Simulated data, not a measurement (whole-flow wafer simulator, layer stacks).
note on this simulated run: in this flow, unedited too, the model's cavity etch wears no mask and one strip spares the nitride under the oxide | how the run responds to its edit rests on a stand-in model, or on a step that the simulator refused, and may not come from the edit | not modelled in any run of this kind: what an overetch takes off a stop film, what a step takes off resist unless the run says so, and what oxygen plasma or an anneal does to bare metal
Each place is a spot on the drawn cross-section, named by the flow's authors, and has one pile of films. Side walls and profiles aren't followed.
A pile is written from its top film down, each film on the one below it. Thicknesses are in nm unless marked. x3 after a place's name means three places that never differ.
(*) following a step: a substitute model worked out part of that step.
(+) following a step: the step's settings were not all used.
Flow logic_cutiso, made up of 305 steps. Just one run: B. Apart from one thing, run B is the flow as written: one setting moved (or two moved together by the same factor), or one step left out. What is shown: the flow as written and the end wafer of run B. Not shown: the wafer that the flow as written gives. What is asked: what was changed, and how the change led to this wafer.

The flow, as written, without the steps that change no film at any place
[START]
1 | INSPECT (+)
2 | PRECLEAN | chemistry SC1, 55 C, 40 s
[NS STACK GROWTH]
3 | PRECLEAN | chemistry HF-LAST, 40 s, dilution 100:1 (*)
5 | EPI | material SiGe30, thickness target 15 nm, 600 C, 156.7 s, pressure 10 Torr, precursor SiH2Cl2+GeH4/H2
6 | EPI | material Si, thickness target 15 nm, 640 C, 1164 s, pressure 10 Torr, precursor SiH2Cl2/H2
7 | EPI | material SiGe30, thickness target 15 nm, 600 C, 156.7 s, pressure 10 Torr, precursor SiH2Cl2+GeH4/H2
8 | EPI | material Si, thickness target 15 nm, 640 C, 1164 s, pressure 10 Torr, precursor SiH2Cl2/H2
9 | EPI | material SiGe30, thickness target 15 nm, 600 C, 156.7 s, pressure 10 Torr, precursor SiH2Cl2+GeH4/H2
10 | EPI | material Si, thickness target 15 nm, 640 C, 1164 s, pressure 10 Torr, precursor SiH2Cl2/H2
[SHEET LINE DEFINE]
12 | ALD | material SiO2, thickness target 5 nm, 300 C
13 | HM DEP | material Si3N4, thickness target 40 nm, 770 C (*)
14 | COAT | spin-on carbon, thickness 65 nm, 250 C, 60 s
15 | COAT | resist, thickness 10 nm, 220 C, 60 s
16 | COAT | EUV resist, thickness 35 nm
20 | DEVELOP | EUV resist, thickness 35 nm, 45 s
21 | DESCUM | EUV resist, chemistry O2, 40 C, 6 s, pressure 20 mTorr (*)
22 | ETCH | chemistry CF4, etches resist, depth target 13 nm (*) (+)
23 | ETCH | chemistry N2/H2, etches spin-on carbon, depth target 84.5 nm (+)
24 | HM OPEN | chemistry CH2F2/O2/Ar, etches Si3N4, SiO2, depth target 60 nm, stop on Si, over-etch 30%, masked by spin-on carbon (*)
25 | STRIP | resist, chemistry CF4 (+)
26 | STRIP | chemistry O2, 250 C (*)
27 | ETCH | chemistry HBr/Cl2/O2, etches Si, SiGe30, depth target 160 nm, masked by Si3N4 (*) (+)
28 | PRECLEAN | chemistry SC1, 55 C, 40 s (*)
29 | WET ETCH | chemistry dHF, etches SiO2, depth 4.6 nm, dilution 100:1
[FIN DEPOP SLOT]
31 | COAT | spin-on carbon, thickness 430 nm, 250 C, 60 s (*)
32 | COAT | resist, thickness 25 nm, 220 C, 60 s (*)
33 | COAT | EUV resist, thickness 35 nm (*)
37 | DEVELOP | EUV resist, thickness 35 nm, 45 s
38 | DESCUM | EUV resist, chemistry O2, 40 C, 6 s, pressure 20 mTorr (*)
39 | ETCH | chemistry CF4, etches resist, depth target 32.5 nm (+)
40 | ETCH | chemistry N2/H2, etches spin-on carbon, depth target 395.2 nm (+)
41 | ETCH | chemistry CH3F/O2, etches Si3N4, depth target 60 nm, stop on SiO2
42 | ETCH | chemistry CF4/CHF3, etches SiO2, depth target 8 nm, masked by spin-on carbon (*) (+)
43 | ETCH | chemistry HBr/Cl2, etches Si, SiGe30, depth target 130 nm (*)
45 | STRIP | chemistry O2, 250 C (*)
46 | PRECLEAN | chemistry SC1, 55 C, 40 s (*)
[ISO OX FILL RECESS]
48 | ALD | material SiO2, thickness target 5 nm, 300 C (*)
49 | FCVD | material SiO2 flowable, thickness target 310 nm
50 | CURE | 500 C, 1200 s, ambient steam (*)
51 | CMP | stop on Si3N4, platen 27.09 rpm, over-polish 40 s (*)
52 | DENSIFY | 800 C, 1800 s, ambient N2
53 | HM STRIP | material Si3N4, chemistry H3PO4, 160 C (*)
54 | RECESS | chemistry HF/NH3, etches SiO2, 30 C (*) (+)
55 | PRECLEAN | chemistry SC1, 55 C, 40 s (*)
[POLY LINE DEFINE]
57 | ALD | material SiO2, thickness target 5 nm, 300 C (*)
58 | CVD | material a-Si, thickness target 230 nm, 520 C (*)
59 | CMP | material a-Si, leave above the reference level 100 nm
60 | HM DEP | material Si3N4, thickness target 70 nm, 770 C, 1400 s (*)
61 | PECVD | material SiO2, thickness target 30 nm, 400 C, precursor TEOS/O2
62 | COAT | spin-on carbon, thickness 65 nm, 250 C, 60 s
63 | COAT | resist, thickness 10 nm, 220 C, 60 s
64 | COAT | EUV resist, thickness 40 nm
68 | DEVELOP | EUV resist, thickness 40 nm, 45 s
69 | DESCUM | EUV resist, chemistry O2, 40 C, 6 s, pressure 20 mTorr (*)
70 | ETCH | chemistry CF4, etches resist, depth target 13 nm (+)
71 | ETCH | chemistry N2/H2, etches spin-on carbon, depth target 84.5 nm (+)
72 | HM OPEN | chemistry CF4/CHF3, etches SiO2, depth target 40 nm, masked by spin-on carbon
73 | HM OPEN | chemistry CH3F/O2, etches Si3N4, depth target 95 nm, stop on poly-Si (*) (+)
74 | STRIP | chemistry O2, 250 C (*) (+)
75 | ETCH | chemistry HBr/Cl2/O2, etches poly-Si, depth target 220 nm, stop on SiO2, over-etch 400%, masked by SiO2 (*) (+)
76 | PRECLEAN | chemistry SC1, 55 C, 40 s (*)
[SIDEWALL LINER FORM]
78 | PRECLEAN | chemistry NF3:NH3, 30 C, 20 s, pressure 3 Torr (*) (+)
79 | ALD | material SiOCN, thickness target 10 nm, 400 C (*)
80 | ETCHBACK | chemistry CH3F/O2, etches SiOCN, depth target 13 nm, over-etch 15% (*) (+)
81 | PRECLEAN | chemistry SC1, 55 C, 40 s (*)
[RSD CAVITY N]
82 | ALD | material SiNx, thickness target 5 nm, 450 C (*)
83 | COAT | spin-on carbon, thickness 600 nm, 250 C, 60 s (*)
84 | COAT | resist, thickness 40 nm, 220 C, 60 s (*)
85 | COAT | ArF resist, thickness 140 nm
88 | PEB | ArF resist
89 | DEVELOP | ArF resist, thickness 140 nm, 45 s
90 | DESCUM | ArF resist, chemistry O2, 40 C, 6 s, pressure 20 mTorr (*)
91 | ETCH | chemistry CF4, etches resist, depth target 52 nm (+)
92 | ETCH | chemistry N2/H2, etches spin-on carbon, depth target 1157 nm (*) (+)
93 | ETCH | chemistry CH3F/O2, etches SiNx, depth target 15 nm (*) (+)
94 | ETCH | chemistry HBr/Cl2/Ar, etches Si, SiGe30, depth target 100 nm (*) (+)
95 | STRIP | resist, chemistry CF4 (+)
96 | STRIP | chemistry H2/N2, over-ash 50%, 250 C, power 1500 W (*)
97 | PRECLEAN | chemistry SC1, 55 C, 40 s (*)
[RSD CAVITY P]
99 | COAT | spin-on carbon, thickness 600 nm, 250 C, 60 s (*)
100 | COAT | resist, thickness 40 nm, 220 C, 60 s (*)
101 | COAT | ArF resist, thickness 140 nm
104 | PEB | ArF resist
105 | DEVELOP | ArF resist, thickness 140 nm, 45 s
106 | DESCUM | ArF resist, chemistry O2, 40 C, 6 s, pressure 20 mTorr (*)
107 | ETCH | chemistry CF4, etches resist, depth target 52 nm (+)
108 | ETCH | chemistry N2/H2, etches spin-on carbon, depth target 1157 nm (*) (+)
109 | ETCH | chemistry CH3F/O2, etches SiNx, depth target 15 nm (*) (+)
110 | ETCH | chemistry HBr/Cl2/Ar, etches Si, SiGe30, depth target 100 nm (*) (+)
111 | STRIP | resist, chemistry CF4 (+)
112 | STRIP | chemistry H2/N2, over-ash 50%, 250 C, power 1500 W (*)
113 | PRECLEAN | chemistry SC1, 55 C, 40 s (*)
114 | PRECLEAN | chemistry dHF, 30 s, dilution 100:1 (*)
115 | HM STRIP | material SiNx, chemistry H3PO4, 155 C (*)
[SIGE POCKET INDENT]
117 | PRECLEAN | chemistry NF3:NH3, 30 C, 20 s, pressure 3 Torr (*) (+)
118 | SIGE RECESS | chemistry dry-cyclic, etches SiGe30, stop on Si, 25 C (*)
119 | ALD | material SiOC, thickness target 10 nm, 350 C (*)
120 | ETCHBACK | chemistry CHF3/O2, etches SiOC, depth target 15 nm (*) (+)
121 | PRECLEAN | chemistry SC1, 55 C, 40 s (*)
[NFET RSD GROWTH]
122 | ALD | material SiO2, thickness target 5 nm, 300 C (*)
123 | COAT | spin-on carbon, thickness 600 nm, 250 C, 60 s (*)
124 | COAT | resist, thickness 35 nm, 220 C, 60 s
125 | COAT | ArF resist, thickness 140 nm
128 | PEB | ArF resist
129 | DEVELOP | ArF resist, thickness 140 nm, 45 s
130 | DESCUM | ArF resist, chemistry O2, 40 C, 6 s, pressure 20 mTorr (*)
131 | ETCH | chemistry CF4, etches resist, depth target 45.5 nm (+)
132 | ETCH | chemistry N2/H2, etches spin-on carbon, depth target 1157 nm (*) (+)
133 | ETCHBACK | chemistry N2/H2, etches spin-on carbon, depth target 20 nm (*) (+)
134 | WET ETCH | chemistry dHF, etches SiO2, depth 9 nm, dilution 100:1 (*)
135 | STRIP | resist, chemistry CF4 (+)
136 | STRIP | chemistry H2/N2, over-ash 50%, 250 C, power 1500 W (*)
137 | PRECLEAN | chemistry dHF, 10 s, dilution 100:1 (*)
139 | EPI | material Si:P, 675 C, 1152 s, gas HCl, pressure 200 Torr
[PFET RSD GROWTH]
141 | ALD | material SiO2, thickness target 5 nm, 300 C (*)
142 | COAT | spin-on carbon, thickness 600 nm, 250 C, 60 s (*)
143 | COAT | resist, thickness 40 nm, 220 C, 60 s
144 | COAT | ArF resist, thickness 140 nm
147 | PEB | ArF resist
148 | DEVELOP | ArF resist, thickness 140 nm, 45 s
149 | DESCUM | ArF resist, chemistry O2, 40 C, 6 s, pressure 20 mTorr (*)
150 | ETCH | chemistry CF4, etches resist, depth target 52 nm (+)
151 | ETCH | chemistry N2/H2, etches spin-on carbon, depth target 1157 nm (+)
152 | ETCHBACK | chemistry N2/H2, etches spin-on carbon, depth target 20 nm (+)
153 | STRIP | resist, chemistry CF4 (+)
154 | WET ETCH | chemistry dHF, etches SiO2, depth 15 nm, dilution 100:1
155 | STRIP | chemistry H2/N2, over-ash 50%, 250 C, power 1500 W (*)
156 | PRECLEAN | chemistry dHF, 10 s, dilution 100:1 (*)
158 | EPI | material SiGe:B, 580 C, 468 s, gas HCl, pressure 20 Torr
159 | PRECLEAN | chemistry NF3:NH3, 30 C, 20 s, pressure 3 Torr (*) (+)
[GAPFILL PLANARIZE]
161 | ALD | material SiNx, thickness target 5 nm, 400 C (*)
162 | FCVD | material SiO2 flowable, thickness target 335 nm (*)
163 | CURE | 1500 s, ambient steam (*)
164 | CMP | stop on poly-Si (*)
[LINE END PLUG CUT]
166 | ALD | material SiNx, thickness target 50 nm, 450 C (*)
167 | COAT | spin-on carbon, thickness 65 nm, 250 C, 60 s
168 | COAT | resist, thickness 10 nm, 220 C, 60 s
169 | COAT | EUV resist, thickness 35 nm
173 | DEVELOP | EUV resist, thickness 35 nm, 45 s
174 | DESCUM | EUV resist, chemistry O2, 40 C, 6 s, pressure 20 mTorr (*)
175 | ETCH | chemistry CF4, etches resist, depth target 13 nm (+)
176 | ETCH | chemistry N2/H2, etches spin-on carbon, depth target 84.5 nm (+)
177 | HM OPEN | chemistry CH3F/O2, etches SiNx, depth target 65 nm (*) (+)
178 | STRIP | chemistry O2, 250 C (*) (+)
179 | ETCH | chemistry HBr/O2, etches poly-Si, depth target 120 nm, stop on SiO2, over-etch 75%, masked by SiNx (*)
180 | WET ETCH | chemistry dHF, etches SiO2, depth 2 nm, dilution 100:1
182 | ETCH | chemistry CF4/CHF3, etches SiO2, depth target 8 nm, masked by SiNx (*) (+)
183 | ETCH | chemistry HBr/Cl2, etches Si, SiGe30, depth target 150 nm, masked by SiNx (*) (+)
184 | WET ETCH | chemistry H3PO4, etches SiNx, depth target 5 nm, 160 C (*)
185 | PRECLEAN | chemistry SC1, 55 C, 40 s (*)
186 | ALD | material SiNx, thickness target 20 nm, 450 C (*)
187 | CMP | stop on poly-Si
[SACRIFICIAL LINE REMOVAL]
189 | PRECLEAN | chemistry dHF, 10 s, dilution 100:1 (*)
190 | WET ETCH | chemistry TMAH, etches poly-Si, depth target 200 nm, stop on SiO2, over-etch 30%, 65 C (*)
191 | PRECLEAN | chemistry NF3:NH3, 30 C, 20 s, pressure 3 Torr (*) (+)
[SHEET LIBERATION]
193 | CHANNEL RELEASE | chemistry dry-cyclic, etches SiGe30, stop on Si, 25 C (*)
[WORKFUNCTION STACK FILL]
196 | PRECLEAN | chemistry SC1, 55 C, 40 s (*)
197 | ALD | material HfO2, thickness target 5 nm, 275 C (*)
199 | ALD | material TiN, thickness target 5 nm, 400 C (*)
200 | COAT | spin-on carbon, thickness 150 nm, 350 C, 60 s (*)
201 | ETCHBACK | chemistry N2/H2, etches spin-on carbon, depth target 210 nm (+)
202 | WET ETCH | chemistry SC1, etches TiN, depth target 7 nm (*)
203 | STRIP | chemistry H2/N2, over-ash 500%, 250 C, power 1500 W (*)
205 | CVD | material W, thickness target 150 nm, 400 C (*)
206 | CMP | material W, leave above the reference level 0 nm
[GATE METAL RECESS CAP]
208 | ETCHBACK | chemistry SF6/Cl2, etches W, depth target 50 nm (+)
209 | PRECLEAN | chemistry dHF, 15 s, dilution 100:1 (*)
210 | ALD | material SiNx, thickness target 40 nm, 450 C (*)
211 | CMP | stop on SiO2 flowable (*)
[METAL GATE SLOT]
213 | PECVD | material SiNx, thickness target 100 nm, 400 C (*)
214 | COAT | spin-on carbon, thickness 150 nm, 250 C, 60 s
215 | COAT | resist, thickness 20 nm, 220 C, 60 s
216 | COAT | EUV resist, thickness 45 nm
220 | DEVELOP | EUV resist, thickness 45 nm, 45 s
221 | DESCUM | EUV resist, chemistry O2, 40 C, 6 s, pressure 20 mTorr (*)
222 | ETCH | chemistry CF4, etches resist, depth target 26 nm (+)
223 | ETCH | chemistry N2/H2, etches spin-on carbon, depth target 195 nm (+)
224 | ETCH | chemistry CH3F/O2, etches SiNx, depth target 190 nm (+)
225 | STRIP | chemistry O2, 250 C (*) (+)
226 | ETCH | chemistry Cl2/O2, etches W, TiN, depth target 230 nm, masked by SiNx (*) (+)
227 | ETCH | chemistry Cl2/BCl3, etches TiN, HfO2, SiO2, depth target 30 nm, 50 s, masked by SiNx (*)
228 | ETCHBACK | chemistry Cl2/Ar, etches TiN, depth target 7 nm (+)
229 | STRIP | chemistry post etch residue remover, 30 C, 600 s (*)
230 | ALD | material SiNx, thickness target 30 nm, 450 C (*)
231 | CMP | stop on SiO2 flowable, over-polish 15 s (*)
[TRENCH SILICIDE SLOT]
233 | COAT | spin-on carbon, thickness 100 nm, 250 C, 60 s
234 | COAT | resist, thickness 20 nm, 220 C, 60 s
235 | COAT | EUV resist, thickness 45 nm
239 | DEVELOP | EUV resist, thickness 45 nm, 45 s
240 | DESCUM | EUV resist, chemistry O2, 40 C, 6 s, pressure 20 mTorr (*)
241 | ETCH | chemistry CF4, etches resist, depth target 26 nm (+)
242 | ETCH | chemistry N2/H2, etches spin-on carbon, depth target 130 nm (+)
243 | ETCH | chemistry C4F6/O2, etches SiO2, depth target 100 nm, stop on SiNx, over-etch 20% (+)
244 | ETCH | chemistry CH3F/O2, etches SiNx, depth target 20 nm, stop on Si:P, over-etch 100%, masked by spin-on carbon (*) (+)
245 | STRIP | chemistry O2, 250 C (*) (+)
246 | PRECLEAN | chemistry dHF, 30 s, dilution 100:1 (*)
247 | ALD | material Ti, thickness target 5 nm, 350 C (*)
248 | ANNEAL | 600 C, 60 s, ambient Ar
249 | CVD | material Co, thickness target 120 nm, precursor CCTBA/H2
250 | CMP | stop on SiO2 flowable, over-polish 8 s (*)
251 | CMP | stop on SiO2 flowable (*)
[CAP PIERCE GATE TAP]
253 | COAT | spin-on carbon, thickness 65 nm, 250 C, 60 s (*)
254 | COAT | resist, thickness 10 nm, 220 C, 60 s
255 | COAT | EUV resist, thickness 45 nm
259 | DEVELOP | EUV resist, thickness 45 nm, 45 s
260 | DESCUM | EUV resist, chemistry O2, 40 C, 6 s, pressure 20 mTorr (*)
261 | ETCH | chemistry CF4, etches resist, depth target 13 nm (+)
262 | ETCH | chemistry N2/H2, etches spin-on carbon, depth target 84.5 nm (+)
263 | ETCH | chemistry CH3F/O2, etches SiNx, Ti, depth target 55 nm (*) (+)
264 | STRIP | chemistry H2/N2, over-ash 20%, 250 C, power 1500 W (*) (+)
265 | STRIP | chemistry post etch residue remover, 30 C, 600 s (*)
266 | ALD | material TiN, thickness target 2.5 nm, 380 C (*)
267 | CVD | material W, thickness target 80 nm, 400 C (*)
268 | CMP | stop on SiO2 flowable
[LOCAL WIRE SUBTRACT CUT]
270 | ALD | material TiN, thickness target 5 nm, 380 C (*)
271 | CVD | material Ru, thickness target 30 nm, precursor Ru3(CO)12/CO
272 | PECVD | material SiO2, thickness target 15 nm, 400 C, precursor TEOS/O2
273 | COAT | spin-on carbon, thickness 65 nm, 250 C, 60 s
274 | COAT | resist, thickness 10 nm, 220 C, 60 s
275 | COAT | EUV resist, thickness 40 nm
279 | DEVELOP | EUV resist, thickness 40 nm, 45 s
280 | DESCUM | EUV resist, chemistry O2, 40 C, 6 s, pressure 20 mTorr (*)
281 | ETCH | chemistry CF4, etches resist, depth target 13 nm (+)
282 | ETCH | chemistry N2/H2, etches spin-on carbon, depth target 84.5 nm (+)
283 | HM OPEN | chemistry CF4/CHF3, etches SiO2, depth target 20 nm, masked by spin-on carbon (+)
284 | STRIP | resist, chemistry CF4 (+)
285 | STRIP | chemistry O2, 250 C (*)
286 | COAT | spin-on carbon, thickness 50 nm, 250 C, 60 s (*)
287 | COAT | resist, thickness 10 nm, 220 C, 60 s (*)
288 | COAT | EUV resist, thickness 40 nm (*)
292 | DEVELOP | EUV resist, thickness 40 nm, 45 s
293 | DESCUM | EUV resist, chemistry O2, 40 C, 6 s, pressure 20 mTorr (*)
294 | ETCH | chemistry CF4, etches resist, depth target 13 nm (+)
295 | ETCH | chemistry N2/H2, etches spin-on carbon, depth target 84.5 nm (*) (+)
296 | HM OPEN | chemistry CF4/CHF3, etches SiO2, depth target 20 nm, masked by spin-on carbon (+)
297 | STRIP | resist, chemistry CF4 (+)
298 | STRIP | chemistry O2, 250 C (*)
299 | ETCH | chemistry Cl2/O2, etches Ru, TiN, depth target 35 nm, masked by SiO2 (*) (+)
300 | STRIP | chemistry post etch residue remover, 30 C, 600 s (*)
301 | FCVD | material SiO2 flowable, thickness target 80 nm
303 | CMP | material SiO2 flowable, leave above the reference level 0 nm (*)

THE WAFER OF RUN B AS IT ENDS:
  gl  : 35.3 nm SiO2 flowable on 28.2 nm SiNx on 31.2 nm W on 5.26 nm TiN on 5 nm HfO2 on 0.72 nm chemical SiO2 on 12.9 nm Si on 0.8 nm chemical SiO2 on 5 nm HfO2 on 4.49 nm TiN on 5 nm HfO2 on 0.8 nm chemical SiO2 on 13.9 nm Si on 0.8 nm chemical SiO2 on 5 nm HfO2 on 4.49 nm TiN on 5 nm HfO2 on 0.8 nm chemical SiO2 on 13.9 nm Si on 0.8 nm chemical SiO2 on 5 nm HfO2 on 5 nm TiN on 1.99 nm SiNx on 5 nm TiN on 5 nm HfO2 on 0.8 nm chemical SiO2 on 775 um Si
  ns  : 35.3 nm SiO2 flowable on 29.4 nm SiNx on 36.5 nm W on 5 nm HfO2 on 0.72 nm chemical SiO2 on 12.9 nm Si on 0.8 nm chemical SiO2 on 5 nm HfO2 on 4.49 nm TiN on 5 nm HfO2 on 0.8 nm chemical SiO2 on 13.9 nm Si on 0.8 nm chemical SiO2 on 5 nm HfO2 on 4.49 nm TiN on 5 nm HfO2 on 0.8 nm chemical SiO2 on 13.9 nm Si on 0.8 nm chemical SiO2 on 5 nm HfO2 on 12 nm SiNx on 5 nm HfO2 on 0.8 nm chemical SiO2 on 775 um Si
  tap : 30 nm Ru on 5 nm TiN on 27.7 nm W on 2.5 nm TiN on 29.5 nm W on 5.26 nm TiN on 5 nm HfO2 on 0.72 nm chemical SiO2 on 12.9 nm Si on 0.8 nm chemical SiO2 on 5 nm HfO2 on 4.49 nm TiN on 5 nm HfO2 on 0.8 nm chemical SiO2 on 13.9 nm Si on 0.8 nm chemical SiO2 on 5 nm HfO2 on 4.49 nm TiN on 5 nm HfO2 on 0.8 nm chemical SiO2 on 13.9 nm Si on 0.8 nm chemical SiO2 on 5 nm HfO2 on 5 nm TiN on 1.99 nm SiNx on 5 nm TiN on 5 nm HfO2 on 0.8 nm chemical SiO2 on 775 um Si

The reason: step 5, EPI: 235 s was run, while the flow as written has 156.7 s.

The path from the change to this, step by step:
  5 | EPI | material SiGe30, thickness target 15 nm, 600 C, 156.7 s, pressure 10 Torr, precursor SiH2Cl2+GeH4/H2
      depop, dpovl, gfld and 19 more: +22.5 SiGe30 (new film) (it would be, as written: +15 SiGe30 (new film))
  27 | ETCH | chemistry HBr/Cl2/O2, etches Si, SiGe30, depth target 160 nm, masked by Si3N4 (*) (+)
      gfld, gxf, iso, lnri: -0.79 chemical SiO2 (all of it), -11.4 Si (all of it), -15 SiGe30 (all of it), -15 Si (all of it), -15 SiGe30 (all of it), -15 Si (all of it), -22.5 SiGe30 (all of it), -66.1 Si (it would be, as written: -0.79 chemical SiO2 (all of it), -11.4 Si (all of it), -15 SiGe30 (all of it), -15 Si (all of it), -15 SiGe30 (all of it), -15 Si (all of it), -15 SiGe30 (all of it), -73.6 Si)
      dpovl, nsgap: -0.79 chemical SiO2 (all of it), -11.8 Si (all of it), -15 SiGe30 (all of it), -15 Si (all of it), -15 SiGe30 (all of it), -15 Si (all of it), -22.5 SiGe30 (all of it), -65.7 Si (it would be, as written: -0.79 chemical SiO2 (all of it), -11.8 Si (all of it), -15 SiGe30 (all of it), -15 Si (all of it), -15 SiGe30 (all of it), -15 Si (all of it), -15 SiGe30 (all of it), -73.2 Si)
      (and at 1 other place as well)
  43 | ETCH | chemistry HBr/Cl2, etches Si, SiGe30, depth target 130 nm (*)
      depop: -14 Si (all of it), -15 SiGe30 (all of it), -15 Si (all of it), -15 SiGe30 (all of it), -15 Si (all of it), -22.5 SiGe30 (all of it), -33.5 Si (it would be, as written: -14 Si (all of it), -15 SiGe30 (all of it), -15 Si (all of it), -15 SiGe30 (all of it), -15 Si (all of it), -15 SiGe30 (all of it), -41 Si)
  94 | ETCH | chemistry HBr/Cl2/Ar, etches Si, SiGe30, depth target 100 nm (*) (+)
      rsdn, rsdx: -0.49 chemical SiO2 (all of it), -12.8 Si (all of it), -15 SiGe30 (all of it), -15 Si (all of it), -15 SiGe30 (all of it), -15 Si (all of it), -22.5 SiGe30 (all of it), -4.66 Si (it would be, as written: -0.49 chemical SiO2 (all of it), -12.8 Si (all of it), -15 SiGe30 (all of it), -15 Si (all of it), -15 SiGe30 (all of it), -15 Si (all of it), -15 SiGe30 (all of it), -12.2 Si)
  110 | ETCH | chemistry HBr/Cl2/Ar, etches Si, SiGe30, depth target 100 nm (*) (+)
      rsdp, rsdw: -0.49 chemical SiO2 (all of it), -12.8 Si (all of it), -15 SiGe30 (all of it), -15 Si (all of it), -15 SiGe30 (all of it), -15 Si (all of it), -22.5 SiGe30 (all of it), -4.66 Si (it would be, as written: -0.49 chemical SiO2 (all of it), -12.8 Si (all of it), -15 SiGe30 (all of it), -15 Si (all of it), -15 SiGe30 (all of it), -15 Si (all of it), -15 SiGe30 (all of it), -12.2 Si)
  118 | SIGE RECESS | chemistry dry-cyclic, etches SiGe30, stop on Si, 25 C (*)
      lnr, lnrp, lnrt: -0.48 SiOCN, -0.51 Si, +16 cavity (new film), -15 SiGe30 (all of it), -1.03 Si, +16 cavity (new film), -15 SiGe30 (all of it), -1.03 Si, +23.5 cavity (new film), -22.5 SiGe30 (all of it), -0.51 Si (it would be, as written: -0.48 SiOCN, -0.51 Si, +16 cavity (new film), -15 SiGe30 (all of it), -1.03 Si, +16 cavity (new film), -15 SiGe30 (all of it), -1.03 Si, +16 cavity (new film), -15 SiGe30 (all of it), -0.51 Si)
  119 | ALD | material SiOC, thickness target 10 nm, 350 C (*)
      lnr, lnrp, lnrt: +10 SiOC (new film), +16 SiOC (new film), -16 cavity (all of it), +16 SiOC (new film), -16 cavity (all of it), +23.5 SiOC (new film), -23.5 cavity (all of it) (it would be, as written: +10 SiOC (new film), +16 SiOC (new film), -16 cavity (all of it), +16 SiOC (new film), -16 cavity (all of it), +16 SiOC (new film), -16 cavity (all of it))
  183 | ETCH | chemistry HBr/Cl2, etches Si, SiGe30, depth target 150 nm, masked by SiNx (*) (+)
      plug: -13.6 Si (all of it), -15 SiGe30 (all of it), -15 Si (all of it), -15 SiGe30 (all of it), -15 Si (all of it), -22.5 SiGe30 (all of it), -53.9 Si (it would be, as written: -13.6 Si (all of it), -15 SiGe30 (all of it), -15 Si (all of it), -15 SiGe30 (all of it), -15 Si (all of it), -15 SiGe30 (all of it), -61.4 Si)
  193 | CHANNEL RELEASE | chemistry dry-cyclic, etches SiGe30, stop on Si, 25 C (*)
      gl, glp, gxn, gxp, ns, tap: +0.8 chemical SiO2 (new film), -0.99 Si, +0.8 chemical SiO2 (new film), +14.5 cavity (new film), +0.8 chemical SiO2 (new film), -15 SiGe30 (all of it), -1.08 Si, +0.8 chemical SiO2 (new film), +14.5 cavity (new film), +0.8 chemical SiO2 (new film), -15 SiGe30 (all of it), -1.08 Si, +0.8 chemical SiO2 (new film), +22 cavity (new film), +0.8 chemical SiO2 (new film), -22.5 SiGe30 (all of it), -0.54 Si (it would be, as written: +0.8 chemical SiO2 (new film), -0.99 Si, +0.8 chemical SiO2 (new film), +14.5 cavity (new film), +0.8 chemical SiO2 (new film), -15 SiGe30 (all of it), -1.08 Si, +0.8 chemical SiO2 (new film), +14.5 cavity (new film), +0.8 chemical SiO2 (new film), -15 SiGe30 (all of it), -1.08 Si, +0.8 chemical SiO2 (new film), +14.5 cavity (new film), +0.8 chemical SiO2 (new film), -15 SiGe30 (all of it), -0.54 Si)
  199 | ALD | material TiN, thickness target 5 nm, 400 C (*)
      gl, glp, tap: +5.26 TiN (new film), +4.49 TiN (new film), -4.49 cavity (all of it), +4.49 TiN (new film), -4.49 cavity (all of it), +5 TiN (new film), -10 cavity, +5 TiN (new film) (it would be, as written: +5.26 TiN (new film), +4.49 TiN (new film), -4.49 cavity (all of it), +4.49 TiN (new film), -4.49 cavity (all of it), +4.49 TiN (new film), -4.49 cavity (all of it))
      gxn, gxp, ns: +5 TiN (new film), +4.49 TiN (new film), -4.49 cavity (all of it), +4.49 TiN (new film), -4.49 cavity (all of it), +5 TiN (new film), -10 cavity, +5 TiN (new film) (it would be, as written: +5 TiN (new film), +4.49 TiN (new film), -4.49 cavity (all of it), +4.49 TiN (new film), -4.49 cavity (all of it), +4.49 TiN (new film), -4.49 cavity (all of it))
  202 | WET ETCH | chemistry SC1, etches TiN, depth target 7 nm (*)
      ns: -5 TiN (all of it), -5 TiN (all of it), +10 cavity, -5 TiN (all of it) (it would be, as written: -5 TiN (all of it))
  210 | ALD | material SiNx, thickness target 40 nm, 450 C (*)
      gl, glp, gxn, gxp, tap: +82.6 SiNx (new film), +1.99 SiNx (new film), -1.99 cavity (all of it) (it would be, as written: +82.6 SiNx (new film))
      ns: +40 SiNx (new film), +12 SiNx (new film), -12 cavity (all of it) (it would be, as written: +40 SiNx (new film))
With metal films that touch counted as one body, gl has 5 bodies (between them, from the top down: HfO2 5 / chemical SiO2 0.72 / Si 12.9 / chemical SiO2 0.8 / HfO2 5; HfO2 5 / chemical SiO2 0.8 / Si 13.9 / chemical SiO2 0.8 / HfO2 5; HfO2 5 / chemical SiO2 0.8 / Si 13.9 / chemical SiO2 0.8 / HfO2 5; SiNx 1.99); the flow as written gives 4 bodies (between them, from the top down: HfO2 5 / chemical SiO2 0.72 / Si 12.9 / chemical SiO2 0.8 / HfO2 5; HfO2 5 / chemical SiO2 0.8 / Si 13.9 / chemical SiO2 0.8 / HfO2 5; HfO2 5 / chemical SiO2 0.8 / Si 13.9 / chemical SiO2 0.8 / HfO2 5).
With metal films that touch counted as one body, ns has 3 bodies (between them, from the top down: HfO2 5 / chemical SiO2 0.72 / Si 12.9 / chemical SiO2 0.8 / HfO2 5; HfO2 5 / chemical SiO2 0.8 / Si 13.9 / chemical SiO2 0.8 / HfO2 5); the flow as written gives 4 bodies (between them, from the top down: HfO2 5 / chemical SiO2 0.72 / Si 12.9 / chemical SiO2 0.8 / HfO2 5; HfO2 5 / chemical SiO2 0.8 / Si 13.9 / chemical SiO2 0.8 / HfO2 5; HfO2 5 / chemical SiO2 0.8 / Si 13.9 / chemical SiO2 0.8 / HfO2 5).
With metal films that touch counted as one body, tap has 5 bodies (between them, from the top down: HfO2 5 / chemical SiO2 0.72 / Si 12.9 / chemical SiO2 0.8 / HfO2 5; HfO2 5 / chemical SiO2 0.8 / Si 13.9 / chemical SiO2 0.8 / HfO2 5; HfO2 5 / chemical SiO2 0.8 / Si 13.9 / chemical SiO2 0.8 / HfO2 5; SiNx 1.99); the flow as written gives 4 bodies (between them, from the top down: HfO2 5 / chemical SiO2 0.72 / Si 12.9 / chemical SiO2 0.8 / HfO2 5; HfO2 5 / chemical SiO2 0.8 / Si 13.9 / chemical SiO2 0.8 / HfO2 5; HfO2 5 / chemical SiO2 0.8 / Si 13.9 / chemical SiO2 0.8 / HfO2 5).
